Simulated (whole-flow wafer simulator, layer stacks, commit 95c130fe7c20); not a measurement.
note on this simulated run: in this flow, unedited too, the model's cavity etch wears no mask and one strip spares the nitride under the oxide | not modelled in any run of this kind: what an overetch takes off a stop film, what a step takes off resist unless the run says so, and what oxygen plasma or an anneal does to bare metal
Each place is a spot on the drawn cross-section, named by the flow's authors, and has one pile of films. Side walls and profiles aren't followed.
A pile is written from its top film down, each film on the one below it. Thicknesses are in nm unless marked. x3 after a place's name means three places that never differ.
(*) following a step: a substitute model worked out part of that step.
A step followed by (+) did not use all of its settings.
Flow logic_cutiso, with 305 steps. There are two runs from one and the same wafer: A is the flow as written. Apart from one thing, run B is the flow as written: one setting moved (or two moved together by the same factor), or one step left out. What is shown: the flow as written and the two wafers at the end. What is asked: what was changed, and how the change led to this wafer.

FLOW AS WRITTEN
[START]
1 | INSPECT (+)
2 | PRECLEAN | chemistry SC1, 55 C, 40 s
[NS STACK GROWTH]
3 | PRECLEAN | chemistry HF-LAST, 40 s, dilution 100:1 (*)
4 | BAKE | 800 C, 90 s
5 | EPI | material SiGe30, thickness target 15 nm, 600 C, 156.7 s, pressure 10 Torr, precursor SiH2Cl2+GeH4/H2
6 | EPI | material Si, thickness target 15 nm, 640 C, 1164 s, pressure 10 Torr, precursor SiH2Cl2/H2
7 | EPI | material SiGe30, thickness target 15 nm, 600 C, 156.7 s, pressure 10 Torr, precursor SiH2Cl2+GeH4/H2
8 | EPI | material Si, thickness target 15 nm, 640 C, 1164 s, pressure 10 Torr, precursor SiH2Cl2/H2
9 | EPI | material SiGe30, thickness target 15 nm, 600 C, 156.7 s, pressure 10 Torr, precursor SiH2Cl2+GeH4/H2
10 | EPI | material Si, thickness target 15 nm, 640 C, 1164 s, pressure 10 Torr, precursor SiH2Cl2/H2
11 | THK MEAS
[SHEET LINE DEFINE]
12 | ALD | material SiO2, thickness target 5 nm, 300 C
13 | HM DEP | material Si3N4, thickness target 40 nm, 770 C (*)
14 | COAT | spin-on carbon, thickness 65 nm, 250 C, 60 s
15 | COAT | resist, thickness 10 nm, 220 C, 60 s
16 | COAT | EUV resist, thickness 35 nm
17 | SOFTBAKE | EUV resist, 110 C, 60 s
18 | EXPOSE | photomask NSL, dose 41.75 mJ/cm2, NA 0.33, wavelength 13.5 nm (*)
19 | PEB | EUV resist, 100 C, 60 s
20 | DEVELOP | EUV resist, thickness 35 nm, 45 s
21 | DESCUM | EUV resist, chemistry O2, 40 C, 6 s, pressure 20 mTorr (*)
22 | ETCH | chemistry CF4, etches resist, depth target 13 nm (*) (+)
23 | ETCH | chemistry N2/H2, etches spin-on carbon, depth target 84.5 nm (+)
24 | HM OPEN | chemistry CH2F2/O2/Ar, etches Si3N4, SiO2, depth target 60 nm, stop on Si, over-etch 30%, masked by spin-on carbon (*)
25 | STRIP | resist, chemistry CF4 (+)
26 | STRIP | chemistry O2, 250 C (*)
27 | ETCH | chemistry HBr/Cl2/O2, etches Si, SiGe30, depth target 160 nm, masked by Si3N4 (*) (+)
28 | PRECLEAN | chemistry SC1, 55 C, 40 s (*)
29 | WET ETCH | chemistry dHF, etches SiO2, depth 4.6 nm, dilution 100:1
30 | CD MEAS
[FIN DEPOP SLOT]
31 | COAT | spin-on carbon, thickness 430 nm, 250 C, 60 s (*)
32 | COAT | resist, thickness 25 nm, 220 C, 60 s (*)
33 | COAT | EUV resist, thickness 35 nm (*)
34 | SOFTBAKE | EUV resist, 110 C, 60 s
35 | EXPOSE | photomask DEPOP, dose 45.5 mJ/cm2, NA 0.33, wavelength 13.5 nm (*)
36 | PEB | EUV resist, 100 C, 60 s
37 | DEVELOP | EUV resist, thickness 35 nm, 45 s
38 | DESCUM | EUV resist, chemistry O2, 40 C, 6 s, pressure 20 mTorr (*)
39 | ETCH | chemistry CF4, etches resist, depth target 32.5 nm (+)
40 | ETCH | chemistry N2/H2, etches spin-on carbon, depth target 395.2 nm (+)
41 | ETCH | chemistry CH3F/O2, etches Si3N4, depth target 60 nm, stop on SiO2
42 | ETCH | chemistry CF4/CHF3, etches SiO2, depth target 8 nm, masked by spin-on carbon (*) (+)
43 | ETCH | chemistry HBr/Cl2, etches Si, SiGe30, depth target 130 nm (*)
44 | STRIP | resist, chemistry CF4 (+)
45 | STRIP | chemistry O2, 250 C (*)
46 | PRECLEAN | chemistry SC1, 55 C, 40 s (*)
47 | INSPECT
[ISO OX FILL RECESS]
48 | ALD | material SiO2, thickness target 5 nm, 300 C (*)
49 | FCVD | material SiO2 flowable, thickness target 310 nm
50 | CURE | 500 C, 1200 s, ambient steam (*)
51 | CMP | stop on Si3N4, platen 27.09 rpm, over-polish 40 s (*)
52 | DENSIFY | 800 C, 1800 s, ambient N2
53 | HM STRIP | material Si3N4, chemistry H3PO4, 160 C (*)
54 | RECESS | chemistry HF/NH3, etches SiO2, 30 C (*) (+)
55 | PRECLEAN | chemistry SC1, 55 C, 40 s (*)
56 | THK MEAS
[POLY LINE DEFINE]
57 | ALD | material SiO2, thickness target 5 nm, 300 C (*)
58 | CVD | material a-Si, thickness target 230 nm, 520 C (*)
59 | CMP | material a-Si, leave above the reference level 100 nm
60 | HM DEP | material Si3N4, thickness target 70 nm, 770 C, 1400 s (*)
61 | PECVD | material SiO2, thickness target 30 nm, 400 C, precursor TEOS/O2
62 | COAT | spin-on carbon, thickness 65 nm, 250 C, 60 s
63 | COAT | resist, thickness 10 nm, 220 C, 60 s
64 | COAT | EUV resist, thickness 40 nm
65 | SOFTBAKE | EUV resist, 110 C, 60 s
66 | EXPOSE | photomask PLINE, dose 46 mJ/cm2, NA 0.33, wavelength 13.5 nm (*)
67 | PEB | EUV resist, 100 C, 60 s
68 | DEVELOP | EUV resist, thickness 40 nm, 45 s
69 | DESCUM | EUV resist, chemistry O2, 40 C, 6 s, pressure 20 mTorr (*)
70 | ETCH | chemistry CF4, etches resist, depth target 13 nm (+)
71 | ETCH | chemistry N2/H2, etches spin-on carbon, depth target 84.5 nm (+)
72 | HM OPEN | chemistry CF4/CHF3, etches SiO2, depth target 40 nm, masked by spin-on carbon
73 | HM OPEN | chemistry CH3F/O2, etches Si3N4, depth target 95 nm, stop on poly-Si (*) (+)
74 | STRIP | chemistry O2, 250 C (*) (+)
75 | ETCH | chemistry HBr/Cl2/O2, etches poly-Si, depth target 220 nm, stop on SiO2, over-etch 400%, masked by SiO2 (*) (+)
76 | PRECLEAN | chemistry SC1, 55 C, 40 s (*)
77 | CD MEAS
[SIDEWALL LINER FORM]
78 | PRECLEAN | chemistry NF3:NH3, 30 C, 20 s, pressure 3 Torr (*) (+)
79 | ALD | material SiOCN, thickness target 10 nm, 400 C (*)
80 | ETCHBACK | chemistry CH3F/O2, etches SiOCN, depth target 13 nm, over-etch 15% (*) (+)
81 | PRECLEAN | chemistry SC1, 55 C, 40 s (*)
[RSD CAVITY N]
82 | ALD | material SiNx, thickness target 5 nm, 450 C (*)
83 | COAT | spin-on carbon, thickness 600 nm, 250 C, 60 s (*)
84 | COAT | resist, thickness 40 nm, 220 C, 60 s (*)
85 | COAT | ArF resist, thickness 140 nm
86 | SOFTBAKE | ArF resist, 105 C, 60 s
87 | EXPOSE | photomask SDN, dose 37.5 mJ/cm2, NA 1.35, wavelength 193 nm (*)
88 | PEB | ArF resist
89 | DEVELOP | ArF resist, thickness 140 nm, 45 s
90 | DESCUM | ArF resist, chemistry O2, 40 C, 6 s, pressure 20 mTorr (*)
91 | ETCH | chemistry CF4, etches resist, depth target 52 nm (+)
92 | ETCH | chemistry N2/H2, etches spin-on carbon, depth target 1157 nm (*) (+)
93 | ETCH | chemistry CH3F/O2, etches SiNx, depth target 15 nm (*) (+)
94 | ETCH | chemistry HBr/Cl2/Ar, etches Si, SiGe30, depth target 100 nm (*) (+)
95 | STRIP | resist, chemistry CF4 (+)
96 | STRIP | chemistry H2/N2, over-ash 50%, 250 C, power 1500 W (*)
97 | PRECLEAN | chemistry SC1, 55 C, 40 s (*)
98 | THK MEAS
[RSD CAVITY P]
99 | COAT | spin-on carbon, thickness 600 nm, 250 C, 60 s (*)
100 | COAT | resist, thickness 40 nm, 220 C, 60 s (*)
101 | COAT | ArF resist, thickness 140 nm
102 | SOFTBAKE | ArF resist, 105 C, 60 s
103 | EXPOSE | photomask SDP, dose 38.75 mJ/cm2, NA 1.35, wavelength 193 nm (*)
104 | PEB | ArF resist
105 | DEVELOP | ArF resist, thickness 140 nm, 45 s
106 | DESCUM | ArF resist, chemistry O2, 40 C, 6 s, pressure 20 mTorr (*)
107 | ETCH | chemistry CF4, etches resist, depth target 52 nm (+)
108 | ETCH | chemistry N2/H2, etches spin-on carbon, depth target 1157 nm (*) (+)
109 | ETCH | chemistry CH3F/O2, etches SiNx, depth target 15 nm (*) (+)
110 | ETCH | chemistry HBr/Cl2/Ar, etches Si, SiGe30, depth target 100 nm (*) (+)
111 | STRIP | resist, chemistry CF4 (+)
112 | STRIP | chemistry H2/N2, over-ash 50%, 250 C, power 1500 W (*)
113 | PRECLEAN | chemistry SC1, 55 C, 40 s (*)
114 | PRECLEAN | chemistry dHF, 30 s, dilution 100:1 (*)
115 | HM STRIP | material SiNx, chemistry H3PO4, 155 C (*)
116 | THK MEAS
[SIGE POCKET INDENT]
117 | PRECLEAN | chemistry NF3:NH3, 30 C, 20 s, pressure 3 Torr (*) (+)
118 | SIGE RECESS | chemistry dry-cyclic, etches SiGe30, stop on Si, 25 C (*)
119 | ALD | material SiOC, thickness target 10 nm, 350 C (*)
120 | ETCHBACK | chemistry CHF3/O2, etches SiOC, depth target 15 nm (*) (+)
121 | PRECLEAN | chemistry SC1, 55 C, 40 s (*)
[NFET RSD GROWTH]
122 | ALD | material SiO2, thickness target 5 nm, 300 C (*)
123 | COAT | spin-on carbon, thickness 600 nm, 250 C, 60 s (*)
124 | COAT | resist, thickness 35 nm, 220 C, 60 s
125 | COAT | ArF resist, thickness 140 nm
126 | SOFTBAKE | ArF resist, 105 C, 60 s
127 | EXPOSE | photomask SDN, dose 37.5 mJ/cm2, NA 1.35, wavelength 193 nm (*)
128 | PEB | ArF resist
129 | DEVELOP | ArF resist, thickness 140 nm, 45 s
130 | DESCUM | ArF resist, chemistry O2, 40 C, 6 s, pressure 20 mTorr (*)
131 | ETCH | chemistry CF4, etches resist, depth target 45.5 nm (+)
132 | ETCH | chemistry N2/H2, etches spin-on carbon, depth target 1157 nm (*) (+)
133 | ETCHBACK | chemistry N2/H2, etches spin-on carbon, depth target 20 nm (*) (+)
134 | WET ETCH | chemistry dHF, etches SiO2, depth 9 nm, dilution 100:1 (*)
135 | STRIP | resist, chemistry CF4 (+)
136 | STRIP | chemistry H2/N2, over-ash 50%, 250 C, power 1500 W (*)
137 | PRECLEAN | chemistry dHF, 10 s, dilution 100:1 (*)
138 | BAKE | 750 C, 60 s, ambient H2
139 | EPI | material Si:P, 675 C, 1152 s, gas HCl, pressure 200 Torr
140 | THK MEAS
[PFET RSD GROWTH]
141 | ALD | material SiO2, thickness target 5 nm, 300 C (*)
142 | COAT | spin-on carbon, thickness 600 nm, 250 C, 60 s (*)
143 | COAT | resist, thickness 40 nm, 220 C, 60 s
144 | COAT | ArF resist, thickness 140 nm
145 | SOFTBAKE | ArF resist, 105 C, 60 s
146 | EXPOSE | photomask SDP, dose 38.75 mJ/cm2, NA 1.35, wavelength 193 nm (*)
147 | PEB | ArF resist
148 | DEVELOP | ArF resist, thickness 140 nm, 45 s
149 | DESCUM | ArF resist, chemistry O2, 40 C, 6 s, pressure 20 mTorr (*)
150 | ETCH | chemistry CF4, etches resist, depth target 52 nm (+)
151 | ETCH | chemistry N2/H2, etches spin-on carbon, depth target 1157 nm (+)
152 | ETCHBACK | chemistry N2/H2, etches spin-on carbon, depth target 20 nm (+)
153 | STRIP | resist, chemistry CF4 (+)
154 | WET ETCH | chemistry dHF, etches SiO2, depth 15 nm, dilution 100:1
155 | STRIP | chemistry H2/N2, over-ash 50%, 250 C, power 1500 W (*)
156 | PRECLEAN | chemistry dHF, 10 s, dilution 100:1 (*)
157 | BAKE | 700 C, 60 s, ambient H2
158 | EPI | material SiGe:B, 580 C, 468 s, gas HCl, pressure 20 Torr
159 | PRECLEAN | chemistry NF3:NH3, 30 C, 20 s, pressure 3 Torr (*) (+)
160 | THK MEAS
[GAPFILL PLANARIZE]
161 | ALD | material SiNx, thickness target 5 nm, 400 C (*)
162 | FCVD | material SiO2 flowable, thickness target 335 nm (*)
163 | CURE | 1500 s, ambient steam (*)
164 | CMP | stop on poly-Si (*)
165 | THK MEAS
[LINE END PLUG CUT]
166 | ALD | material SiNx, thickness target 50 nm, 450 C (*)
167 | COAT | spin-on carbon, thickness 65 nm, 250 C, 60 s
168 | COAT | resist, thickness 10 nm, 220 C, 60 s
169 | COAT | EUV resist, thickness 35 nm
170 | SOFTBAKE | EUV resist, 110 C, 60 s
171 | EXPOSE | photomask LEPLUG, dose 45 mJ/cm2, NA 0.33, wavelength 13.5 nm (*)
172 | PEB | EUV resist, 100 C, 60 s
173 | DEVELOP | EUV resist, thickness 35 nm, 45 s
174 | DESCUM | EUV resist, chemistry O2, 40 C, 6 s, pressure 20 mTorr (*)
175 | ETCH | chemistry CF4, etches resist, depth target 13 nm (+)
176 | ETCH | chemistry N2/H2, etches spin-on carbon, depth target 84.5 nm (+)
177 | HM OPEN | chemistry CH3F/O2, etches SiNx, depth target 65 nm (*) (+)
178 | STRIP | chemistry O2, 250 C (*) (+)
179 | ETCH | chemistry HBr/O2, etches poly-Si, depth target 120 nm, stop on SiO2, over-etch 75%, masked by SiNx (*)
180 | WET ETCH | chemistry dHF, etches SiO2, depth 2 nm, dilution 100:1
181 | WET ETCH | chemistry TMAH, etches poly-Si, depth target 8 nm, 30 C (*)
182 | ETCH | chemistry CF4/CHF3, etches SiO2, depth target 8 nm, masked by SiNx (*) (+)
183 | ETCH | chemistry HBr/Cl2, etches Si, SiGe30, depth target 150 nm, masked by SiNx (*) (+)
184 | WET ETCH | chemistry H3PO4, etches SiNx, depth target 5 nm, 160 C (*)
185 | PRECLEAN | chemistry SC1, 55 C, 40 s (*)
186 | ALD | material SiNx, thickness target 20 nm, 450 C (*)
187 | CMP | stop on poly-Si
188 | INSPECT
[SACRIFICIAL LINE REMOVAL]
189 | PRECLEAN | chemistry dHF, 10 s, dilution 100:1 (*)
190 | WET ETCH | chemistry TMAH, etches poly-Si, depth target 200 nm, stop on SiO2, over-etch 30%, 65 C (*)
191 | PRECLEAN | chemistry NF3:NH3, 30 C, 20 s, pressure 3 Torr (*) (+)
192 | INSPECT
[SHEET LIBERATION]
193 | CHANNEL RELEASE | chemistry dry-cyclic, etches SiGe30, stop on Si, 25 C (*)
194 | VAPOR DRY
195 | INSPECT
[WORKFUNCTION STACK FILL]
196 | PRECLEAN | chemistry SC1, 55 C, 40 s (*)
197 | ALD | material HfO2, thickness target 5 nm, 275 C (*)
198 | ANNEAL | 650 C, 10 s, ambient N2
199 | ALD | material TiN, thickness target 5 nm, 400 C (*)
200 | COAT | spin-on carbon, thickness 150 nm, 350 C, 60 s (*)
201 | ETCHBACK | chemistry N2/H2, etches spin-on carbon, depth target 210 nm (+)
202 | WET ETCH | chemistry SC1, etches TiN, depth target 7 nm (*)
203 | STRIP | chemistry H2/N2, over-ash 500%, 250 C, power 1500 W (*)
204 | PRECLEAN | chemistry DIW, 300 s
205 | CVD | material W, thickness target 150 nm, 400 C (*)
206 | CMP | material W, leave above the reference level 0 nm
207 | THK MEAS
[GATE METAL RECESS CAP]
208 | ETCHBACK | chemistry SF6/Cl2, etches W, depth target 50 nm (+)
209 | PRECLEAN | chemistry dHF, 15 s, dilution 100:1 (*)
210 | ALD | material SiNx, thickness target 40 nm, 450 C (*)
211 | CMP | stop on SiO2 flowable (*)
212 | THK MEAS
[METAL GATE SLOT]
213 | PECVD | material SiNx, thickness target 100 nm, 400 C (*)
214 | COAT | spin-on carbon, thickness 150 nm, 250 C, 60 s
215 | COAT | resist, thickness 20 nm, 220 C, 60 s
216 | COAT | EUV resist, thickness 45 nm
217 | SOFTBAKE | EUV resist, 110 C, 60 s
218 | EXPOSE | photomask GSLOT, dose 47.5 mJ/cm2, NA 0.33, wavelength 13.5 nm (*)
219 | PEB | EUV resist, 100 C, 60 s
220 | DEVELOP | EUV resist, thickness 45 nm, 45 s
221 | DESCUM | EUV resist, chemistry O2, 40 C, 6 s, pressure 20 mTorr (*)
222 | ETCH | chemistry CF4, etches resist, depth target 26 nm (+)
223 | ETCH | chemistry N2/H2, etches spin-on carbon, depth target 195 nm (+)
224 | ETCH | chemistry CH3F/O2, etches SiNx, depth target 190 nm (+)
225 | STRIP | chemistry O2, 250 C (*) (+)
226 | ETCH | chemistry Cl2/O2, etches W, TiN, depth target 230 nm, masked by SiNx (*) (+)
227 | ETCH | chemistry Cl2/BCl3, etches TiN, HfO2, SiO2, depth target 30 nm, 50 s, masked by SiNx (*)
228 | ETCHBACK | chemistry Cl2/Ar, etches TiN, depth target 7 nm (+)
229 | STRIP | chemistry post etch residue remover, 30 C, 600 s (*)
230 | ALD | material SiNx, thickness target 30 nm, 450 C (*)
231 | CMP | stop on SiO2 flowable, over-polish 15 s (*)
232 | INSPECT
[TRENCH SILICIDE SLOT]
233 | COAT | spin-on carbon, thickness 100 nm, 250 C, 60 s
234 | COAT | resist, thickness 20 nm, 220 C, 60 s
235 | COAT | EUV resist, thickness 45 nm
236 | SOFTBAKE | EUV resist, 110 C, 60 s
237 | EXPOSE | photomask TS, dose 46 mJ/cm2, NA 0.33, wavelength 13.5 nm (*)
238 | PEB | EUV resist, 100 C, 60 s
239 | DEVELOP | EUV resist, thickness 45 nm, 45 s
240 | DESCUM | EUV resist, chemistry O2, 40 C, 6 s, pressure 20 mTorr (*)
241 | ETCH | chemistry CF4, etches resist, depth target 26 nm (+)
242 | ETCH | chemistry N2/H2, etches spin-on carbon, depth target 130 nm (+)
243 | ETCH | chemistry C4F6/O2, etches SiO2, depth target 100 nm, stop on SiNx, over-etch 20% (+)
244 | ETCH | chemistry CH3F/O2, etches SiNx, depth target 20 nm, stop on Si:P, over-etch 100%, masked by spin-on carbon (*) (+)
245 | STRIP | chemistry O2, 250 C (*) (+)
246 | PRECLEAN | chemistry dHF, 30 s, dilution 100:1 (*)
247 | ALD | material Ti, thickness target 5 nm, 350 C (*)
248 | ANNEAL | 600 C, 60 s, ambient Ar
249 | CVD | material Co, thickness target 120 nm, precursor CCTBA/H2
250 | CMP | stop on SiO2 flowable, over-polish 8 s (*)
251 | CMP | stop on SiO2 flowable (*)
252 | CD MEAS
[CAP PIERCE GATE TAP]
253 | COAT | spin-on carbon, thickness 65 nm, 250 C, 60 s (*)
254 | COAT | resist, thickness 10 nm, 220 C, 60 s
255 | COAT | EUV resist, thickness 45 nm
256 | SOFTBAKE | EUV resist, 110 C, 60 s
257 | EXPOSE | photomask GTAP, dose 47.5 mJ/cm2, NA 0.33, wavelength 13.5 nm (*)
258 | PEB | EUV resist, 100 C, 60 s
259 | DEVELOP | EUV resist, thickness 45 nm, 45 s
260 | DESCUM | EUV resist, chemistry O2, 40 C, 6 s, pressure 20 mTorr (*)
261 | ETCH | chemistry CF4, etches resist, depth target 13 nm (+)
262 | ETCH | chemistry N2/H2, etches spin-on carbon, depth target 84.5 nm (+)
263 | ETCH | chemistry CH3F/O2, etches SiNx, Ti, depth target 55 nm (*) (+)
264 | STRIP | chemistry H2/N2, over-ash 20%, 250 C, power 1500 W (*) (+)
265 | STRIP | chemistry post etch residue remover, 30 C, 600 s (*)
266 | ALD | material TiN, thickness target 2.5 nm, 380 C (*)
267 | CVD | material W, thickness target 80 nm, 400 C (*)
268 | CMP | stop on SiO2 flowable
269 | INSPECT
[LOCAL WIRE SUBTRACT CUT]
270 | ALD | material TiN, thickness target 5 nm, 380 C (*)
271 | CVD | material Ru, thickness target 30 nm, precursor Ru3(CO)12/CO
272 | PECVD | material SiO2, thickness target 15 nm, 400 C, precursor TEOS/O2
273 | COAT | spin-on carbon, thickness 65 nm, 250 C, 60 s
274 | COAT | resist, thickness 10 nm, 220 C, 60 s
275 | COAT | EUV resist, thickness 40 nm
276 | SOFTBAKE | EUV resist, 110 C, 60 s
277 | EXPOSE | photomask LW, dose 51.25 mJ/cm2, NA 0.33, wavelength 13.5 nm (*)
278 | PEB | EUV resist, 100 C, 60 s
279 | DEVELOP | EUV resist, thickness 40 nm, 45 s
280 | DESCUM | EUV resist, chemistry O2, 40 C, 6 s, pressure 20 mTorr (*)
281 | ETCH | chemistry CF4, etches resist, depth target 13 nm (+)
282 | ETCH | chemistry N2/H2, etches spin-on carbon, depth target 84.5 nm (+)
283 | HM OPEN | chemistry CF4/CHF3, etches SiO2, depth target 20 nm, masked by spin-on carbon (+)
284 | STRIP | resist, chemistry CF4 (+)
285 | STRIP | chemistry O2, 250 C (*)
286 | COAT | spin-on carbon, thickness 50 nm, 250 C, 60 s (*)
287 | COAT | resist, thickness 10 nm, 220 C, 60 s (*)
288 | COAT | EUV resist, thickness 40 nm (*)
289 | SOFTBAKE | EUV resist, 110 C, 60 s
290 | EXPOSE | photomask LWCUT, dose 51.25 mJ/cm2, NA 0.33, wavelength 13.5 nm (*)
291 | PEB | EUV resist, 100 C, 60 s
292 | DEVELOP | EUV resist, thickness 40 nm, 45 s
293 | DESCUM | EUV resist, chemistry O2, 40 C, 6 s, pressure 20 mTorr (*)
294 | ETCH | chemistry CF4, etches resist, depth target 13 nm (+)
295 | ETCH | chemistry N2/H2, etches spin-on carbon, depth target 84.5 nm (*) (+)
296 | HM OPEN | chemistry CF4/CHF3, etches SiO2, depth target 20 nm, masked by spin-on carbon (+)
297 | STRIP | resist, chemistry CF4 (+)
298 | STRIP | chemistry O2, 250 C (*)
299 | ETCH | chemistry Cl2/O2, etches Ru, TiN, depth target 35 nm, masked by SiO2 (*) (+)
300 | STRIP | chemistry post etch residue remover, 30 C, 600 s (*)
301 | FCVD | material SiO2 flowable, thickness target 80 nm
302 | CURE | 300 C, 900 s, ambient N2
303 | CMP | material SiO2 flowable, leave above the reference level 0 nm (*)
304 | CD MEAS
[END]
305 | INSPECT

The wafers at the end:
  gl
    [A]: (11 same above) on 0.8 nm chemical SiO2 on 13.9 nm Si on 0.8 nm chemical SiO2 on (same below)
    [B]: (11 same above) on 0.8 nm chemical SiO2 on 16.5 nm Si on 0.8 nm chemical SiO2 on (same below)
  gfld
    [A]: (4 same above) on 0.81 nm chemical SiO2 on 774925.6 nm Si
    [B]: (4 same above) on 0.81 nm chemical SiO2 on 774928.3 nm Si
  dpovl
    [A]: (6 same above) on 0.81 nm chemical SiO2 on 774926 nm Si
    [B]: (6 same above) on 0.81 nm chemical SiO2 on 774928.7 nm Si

What caused this: step 8, EPI: 1368 s was run, whereas the flow has 1164 s.

Step by step, how the change led to this:
  8 | EPI | material Si, thickness target 15 nm, 640 C, 1164 s, pressure 10 Torr, precursor SiH2Cl2/H2
      depop, dpovl, gfld and 19 more: A Si gains 15 (new film) | B Si gains 17.6 (new film)
  27 | ETCH | chemistry HBr/Cl2/O2, etches Si, SiGe30, depth target 160 nm, masked by Si3N4 (*) (+)
      gfld, gxf, iso, lnri: A chemical SiO2 loses 0.79 (all of it), Si loses 11.4 (all of it), SiGe30 loses 15 (all of it), Si loses 15 (all of it), SiGe30 loses 15 (all of it), Si loses 15 (all of it), SiGe30 loses 15 (all of it), Si loses 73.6 | B chemical SiO2 loses 0.79 (all of it), Si loses 11.4 (all of it), SiGe30 loses 15 (all of it), Si loses 17.6 (all of it), SiGe30 loses 15 (all of it), Si loses 15 (all of it), SiGe30 loses 15 (all of it), Si loses 71
      dpovl, nsgap: A chemical SiO2 loses 0.79 (all of it), Si loses 11.8 (all of it), SiGe30 loses 15 (all of it), Si loses 15 (all of it), SiGe30 loses 15 (all of it), Si loses 15 (all of it), SiGe30 loses 15 (all of it), Si loses 73.2 | B chemical SiO2 loses 0.79 (all of it), Si loses 11.8 (all of it), SiGe30 loses 15 (all of it), Si loses 17.6 (all of it), SiGe30 loses 15 (all of it), Si loses 15 (all of it), SiGe30 loses 15 (all of it), Si loses 70.6
      (also at 1 further place)
  43 | ETCH | chemistry HBr/Cl2, etches Si, SiGe30, depth target 130 nm (*)
      depop: A Si loses 14 (all of it), SiGe30 loses 15 (all of it), Si loses 15 (all of it), SiGe30 loses 15 (all of it), Si loses 15 (all of it), SiGe30 loses 15 (all of it), Si loses 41 | B Si loses 14 (all of it), SiGe30 loses 15 (all of it), Si loses 17.6 (all of it), SiGe30 loses 15 (all of it), Si loses 15 (all of it), SiGe30 loses 15 (all of it), Si loses 38.3
  94 | ETCH | chemistry HBr/Cl2/Ar, etches Si, SiGe30, depth target 100 nm (*) (+)
      rsdn, rsdx: A chemical SiO2 loses 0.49 (all of it), Si loses 12.8 (all of it), SiGe30 loses 15 (all of it), Si loses 15 (all of it), SiGe30 loses 15 (all of it), Si loses 15 (all of it), SiGe30 loses 15 (all of it), Si loses 12.2 | B chemical SiO2 loses 0.49 (all of it), Si loses 12.8 (all of it), SiGe30 loses 15 (all of it), Si loses 17.6 (all of it), SiGe30 loses 15 (all of it), Si loses 15 (all of it), SiGe30 loses 15 (all of it), Si loses 9.54
  110 | ETCH | chemistry HBr/Cl2/Ar, etches Si, SiGe30, depth target 100 nm (*) (+)
      rsdp, rsdw: A chemical SiO2 loses 0.49 (all of it), Si loses 12.8 (all of it), SiGe30 loses 15 (all of it), Si loses 15 (all of it), SiGe30 loses 15 (all of it), Si loses 15 (all of it), SiGe30 loses 15 (all of it), Si loses 12.2 | B chemical SiO2 loses 0.49 (all of it), Si loses 12.8 (all of it), SiGe30 loses 15 (all of it), Si loses 17.6 (all of it), SiGe30 loses 15 (all of it), Si loses 15 (all of it), SiGe30 loses 15 (all of it), Si loses 9.54
  183 | ETCH | chemistry HBr/Cl2, etches Si, SiGe30, depth target 150 nm, masked by SiNx (*) (+)
      plug: A Si loses 13.6 (all of it), SiGe30 loses 15 (all of it), Si loses 15 (all of it), SiGe30 loses 15 (all of it), Si loses 15 (all of it), SiGe30 loses 15 (all of it), Si loses 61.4 | B Si loses 13.6 (all of it), SiGe30 loses 15 (all of it), Si loses 17.6 (all of it), SiGe30 loses 15 (all of it), Si loses 15 (all of it), SiGe30 loses 15 (all of it), Si loses 58.8
